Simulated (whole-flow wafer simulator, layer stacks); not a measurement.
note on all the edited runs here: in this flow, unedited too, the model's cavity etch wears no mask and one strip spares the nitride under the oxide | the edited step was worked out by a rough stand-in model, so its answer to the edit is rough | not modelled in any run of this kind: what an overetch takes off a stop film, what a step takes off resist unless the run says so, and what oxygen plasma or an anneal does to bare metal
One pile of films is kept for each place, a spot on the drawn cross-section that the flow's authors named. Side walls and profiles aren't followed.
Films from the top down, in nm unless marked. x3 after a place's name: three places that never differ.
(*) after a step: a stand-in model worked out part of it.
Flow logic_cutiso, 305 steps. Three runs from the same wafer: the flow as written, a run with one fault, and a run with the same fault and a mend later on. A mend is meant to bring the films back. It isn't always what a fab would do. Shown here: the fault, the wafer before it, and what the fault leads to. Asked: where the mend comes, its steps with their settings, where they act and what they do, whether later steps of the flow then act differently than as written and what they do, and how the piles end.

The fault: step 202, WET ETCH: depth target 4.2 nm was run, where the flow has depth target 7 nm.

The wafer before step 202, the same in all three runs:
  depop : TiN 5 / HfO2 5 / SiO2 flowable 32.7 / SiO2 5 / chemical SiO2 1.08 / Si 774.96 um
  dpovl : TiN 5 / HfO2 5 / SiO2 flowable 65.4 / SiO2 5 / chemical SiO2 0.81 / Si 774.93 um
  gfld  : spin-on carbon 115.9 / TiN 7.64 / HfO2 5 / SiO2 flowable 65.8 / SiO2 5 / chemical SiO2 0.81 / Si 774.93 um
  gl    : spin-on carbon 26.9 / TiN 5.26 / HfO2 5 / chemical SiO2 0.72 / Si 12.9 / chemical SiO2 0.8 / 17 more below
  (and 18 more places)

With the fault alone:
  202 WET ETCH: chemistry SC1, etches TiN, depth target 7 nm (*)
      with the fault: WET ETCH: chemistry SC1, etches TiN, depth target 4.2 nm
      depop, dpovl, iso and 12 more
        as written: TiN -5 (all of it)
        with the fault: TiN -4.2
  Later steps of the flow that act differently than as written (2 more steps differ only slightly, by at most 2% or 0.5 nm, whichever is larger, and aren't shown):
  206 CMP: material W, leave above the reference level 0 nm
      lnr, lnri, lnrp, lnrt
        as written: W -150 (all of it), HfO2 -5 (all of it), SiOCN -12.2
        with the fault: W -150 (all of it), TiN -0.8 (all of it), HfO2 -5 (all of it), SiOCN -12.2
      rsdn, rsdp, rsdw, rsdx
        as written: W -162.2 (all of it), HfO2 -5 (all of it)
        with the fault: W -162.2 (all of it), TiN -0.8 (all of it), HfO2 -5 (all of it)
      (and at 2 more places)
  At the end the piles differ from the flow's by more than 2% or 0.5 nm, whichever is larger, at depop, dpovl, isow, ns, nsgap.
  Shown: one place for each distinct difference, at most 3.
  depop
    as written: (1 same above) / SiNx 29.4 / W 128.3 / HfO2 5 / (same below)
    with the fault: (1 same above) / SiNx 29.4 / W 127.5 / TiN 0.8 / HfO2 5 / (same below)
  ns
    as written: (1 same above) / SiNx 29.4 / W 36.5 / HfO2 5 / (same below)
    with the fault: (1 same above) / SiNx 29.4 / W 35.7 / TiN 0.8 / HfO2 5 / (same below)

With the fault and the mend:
  The mend comes after step 202.
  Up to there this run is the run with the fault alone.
  202a WET ETCH: chemistry SC1, etches TiN, depth target 2.8 nm (*) (the flow's step 202 once more, with other settings)
      depop, dpovl, iso and 12 more
        TiN -0.8 (all of it)
  No later step of the flow acts differently than as written, at any place that is followed, by more than 2% or 0.5 nm, whichever is larger.
  At the end the piles are the same as the flow's at every place that both follow.
